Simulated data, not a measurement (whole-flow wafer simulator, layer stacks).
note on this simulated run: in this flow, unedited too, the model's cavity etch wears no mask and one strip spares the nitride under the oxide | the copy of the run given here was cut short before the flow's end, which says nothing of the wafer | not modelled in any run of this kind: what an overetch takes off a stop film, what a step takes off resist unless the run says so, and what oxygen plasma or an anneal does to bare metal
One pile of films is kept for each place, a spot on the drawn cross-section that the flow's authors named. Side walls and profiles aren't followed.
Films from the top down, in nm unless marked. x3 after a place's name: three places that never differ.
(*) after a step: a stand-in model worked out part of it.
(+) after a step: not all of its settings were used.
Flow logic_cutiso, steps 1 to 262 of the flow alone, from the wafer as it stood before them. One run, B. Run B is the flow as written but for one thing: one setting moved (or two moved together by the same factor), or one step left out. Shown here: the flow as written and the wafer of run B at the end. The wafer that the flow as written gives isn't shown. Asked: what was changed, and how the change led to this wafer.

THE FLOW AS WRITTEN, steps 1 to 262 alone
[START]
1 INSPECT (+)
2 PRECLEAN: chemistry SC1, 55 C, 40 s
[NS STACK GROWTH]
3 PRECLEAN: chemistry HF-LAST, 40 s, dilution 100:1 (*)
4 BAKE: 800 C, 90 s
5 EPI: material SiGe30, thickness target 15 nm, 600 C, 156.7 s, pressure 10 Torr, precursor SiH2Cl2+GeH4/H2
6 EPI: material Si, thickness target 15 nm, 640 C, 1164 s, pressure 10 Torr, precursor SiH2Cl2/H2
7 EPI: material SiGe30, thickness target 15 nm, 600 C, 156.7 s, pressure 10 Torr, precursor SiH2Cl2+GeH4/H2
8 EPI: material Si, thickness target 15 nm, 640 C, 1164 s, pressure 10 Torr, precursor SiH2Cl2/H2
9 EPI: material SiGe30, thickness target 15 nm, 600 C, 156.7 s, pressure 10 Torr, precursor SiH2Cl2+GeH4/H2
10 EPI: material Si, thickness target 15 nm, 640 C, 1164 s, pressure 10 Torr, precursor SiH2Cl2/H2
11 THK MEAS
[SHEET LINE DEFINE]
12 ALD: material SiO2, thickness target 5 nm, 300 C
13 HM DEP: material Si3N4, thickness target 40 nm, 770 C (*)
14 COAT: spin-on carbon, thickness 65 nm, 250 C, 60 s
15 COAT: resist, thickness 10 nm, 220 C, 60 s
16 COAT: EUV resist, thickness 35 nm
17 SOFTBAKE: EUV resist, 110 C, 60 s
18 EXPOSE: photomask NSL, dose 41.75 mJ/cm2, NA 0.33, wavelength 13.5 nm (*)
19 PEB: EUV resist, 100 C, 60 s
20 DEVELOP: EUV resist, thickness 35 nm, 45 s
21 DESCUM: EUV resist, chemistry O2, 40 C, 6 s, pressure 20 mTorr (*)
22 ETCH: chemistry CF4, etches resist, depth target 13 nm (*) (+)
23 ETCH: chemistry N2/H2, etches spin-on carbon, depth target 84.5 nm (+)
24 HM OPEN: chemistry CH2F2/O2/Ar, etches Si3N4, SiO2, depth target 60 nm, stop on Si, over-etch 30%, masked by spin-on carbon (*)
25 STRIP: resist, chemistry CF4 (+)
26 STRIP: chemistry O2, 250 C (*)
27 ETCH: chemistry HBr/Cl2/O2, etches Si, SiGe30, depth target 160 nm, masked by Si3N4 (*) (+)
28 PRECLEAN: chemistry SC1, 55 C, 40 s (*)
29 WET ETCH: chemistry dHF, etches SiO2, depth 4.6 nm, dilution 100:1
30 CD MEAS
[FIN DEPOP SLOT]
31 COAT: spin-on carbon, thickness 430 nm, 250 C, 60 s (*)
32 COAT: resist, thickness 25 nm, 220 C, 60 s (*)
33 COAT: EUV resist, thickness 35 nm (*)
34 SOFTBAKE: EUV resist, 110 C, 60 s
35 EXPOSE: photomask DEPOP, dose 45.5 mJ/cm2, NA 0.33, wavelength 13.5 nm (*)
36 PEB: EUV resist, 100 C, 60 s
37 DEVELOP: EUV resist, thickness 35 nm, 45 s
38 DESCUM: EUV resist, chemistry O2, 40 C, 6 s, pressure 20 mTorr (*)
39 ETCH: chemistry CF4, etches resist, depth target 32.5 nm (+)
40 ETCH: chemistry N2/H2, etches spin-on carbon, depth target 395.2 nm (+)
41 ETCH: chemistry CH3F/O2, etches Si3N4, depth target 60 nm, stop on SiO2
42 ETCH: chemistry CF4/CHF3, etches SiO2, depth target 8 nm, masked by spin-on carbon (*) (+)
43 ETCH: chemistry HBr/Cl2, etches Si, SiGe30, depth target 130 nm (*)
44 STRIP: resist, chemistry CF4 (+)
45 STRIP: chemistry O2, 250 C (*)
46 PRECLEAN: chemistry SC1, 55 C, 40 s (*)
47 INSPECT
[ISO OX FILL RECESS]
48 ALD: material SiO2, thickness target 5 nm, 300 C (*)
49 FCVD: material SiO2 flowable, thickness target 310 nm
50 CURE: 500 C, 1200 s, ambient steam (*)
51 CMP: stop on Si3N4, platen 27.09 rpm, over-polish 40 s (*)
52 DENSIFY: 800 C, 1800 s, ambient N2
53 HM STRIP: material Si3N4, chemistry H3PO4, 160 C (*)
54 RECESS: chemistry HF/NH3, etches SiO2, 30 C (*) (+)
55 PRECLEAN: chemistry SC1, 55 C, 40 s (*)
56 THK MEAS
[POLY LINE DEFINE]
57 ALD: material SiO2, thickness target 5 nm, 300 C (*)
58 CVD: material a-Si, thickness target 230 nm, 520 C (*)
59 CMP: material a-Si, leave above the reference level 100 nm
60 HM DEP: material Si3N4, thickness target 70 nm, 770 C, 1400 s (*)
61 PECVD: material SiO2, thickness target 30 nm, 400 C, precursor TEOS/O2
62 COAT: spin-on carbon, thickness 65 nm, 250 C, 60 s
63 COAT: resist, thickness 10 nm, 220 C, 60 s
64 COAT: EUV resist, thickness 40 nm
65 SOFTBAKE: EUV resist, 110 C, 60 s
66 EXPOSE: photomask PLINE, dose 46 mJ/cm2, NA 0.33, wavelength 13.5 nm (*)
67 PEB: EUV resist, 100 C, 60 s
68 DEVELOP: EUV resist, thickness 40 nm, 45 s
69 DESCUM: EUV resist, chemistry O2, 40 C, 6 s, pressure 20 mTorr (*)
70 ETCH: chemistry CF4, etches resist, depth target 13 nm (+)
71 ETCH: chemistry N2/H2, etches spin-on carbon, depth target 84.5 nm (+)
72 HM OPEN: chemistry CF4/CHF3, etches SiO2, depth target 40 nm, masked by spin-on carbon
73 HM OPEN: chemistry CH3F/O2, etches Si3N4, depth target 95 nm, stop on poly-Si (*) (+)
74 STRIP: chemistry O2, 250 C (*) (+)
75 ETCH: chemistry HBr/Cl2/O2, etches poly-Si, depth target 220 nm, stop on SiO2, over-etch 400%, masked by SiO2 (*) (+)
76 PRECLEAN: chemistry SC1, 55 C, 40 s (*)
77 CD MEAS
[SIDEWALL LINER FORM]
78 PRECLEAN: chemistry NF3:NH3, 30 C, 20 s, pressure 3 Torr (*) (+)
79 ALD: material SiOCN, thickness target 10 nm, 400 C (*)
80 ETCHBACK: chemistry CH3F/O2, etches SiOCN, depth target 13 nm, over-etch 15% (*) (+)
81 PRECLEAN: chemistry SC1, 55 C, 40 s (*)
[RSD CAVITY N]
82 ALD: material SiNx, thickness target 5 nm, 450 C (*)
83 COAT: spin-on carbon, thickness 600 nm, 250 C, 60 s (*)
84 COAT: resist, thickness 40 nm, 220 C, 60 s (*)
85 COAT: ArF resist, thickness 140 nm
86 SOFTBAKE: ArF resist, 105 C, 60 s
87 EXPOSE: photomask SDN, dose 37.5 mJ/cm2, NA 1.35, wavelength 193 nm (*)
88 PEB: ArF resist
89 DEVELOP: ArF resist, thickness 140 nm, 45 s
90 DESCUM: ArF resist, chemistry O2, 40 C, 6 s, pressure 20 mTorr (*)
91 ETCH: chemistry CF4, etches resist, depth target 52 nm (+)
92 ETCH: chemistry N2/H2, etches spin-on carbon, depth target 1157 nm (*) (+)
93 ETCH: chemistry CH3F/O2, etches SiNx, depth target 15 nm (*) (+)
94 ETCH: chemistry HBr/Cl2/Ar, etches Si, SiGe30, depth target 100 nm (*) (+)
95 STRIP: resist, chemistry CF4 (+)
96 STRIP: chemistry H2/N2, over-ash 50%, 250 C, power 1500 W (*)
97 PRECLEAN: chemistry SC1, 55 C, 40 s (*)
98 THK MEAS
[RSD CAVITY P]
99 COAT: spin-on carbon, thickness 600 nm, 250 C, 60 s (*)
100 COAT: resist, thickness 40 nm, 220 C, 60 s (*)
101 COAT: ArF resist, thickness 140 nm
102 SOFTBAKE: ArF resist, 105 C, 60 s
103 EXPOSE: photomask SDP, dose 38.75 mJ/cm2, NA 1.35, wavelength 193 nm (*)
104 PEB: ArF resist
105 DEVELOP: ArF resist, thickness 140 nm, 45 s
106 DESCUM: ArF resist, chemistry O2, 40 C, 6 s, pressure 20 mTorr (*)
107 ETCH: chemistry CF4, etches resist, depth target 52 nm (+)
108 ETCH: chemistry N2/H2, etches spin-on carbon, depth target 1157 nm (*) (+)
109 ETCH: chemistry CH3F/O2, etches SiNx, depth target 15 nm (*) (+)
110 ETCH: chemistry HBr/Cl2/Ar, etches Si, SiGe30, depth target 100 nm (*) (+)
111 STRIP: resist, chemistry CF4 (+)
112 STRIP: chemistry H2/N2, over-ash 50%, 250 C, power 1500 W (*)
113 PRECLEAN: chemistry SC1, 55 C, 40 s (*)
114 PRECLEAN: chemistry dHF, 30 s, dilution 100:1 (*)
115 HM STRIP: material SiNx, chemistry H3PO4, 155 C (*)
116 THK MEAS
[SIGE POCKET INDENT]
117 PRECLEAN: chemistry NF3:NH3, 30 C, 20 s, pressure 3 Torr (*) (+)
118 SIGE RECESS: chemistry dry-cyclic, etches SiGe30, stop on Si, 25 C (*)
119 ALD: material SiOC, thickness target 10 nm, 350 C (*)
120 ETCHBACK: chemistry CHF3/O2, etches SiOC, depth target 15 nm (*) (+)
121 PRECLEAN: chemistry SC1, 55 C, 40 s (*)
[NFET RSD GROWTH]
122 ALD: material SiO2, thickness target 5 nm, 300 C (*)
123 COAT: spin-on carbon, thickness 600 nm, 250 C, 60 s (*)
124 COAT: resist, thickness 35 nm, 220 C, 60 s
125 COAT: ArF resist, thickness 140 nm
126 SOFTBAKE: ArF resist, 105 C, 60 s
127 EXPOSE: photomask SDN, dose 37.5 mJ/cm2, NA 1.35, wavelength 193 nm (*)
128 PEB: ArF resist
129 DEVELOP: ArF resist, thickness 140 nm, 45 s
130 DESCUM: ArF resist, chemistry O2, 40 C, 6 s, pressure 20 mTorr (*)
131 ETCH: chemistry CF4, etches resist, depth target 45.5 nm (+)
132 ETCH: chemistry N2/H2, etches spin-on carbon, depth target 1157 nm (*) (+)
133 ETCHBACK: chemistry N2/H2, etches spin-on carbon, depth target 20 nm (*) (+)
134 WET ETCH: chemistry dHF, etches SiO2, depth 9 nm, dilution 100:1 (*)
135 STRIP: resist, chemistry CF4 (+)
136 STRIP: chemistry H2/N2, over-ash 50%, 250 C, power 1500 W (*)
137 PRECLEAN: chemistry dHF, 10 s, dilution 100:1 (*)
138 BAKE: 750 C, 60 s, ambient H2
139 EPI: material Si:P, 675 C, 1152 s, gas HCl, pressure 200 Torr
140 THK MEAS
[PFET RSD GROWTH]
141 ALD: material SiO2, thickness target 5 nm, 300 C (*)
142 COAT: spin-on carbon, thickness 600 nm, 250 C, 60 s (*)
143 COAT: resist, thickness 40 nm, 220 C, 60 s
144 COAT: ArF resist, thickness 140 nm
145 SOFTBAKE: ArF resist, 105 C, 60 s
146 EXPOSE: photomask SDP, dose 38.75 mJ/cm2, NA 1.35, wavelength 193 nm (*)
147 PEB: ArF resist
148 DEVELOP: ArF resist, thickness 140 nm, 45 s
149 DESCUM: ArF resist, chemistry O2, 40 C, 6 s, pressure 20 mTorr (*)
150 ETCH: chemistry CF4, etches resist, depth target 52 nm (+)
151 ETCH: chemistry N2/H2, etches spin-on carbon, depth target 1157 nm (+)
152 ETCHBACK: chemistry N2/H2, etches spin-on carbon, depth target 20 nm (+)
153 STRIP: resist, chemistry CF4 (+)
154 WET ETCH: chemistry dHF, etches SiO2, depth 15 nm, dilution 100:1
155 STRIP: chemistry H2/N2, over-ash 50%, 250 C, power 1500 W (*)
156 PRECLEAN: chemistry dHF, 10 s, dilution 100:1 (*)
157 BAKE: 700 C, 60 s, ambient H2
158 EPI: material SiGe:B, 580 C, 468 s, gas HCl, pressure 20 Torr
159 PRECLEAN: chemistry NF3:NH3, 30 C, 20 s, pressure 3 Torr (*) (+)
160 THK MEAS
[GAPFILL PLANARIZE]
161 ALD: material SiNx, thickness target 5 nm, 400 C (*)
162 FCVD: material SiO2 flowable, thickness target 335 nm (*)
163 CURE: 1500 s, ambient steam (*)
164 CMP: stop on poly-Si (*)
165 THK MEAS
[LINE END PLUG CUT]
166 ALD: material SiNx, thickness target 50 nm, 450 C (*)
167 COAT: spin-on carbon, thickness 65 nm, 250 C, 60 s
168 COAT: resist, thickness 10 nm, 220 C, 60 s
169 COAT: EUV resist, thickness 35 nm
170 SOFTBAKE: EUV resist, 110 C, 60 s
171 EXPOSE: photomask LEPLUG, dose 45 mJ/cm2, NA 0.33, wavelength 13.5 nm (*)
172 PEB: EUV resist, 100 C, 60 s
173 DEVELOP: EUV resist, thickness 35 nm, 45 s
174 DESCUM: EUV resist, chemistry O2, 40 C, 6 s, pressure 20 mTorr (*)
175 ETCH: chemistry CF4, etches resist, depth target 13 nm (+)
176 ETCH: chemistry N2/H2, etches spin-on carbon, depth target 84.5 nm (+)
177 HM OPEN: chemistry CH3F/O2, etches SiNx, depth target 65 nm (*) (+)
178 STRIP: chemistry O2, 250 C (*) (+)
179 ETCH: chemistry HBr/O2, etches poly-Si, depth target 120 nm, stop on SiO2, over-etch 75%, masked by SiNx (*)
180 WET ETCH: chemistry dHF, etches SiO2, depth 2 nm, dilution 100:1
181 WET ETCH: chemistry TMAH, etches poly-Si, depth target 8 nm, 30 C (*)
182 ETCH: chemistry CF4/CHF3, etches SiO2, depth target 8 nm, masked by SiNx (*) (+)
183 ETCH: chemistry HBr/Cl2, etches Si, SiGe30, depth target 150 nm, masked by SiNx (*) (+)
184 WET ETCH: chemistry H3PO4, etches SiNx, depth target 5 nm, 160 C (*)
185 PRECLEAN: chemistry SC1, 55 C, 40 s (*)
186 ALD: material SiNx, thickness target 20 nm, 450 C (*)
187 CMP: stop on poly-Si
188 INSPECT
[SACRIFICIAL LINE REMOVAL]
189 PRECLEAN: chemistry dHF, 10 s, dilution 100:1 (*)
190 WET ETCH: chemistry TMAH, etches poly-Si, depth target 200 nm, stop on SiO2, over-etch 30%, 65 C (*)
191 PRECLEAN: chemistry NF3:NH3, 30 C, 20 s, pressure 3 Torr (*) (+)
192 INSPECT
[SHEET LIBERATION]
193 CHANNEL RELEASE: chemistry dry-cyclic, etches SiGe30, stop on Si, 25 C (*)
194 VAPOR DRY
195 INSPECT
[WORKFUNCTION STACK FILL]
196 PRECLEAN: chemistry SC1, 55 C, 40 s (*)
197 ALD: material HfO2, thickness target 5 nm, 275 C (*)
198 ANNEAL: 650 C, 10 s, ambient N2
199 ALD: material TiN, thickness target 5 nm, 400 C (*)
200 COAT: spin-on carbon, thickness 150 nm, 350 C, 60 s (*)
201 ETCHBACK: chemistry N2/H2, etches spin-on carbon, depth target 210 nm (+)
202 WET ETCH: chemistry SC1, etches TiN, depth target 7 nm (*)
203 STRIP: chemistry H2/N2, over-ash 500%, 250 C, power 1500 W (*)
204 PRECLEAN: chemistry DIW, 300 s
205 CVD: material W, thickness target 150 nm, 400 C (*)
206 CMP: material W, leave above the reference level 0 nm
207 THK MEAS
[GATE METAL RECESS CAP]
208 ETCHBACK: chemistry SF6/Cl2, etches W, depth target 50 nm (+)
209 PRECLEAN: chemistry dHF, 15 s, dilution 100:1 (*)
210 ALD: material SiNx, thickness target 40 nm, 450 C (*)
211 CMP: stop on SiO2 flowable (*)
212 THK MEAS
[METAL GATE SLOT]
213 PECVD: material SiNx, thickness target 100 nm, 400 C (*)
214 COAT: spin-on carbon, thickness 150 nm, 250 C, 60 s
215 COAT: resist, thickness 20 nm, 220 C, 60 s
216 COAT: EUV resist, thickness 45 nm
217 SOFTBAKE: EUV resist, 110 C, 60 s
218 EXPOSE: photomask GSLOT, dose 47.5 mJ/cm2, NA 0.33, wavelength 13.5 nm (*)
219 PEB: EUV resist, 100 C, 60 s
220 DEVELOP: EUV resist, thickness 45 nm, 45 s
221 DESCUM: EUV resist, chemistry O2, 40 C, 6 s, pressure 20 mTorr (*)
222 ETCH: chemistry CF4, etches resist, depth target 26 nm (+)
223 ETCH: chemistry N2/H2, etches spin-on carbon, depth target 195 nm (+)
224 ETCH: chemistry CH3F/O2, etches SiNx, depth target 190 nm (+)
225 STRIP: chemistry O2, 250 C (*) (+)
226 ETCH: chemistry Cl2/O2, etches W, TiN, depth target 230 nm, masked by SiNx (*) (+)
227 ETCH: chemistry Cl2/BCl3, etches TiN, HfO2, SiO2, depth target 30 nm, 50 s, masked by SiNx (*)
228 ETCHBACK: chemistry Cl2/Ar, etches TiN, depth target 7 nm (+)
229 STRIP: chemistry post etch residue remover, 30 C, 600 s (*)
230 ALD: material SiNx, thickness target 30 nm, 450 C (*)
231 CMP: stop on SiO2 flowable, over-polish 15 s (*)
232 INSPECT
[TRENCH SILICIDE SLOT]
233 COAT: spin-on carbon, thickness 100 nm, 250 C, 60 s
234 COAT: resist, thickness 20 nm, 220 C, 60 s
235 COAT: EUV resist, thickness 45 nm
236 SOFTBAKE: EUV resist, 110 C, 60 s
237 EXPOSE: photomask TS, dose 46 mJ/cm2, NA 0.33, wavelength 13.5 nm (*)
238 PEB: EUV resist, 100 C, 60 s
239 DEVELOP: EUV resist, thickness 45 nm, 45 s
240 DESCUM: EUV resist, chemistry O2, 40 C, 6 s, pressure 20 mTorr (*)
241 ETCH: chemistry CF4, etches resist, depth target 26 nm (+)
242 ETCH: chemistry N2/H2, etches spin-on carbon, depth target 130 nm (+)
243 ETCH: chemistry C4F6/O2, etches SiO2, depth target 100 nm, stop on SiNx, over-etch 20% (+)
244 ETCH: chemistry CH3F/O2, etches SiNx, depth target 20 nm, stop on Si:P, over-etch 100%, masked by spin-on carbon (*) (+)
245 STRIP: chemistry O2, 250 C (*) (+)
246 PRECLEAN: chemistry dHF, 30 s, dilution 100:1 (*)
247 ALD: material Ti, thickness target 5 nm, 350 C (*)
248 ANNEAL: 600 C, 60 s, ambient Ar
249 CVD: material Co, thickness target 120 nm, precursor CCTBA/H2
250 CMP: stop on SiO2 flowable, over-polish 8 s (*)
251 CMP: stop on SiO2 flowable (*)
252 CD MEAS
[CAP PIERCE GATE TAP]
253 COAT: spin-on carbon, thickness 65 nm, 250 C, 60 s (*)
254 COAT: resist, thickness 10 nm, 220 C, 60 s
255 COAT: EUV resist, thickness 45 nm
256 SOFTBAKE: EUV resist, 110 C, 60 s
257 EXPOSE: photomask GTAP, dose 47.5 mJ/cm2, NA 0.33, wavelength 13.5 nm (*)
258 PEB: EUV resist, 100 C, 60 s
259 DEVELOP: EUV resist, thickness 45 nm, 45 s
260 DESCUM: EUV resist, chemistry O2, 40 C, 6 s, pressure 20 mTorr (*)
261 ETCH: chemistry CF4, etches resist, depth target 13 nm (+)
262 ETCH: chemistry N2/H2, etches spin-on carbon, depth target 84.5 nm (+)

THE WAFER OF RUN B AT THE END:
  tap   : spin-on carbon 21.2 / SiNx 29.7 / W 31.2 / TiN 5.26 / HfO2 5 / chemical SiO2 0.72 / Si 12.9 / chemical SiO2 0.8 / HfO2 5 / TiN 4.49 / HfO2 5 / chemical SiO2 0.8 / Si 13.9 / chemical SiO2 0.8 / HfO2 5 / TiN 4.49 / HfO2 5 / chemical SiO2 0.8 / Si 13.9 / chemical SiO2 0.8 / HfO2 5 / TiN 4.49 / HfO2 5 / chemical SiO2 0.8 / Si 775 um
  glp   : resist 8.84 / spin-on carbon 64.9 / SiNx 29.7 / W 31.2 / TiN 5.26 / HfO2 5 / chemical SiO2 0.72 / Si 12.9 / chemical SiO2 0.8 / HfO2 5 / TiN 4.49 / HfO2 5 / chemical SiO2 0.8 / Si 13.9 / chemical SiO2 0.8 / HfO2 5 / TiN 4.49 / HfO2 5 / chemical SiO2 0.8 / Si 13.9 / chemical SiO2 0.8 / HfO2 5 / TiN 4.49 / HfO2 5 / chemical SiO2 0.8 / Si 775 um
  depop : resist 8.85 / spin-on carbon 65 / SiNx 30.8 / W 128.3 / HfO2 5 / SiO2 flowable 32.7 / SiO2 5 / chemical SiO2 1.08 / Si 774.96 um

The cause: step 262, ETCH: depth target 42.2 nm was run, where the flow has depth target 84.5 nm.

How the change led to this, step by step:
  262 ETCH: chemistry N2/H2, etches spin-on carbon, depth target 84.5 nm (+)
      tap: spin-on carbon -42.2 (as written it would be: spin-on carbon -63.4 (all of it), SiNx -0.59)
      depop, dpovl, gfld and 18 more: EUV resist -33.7 (all of it), resist -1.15 (as written it would be: EUV resist -33.7 (all of it), resist -3.97)
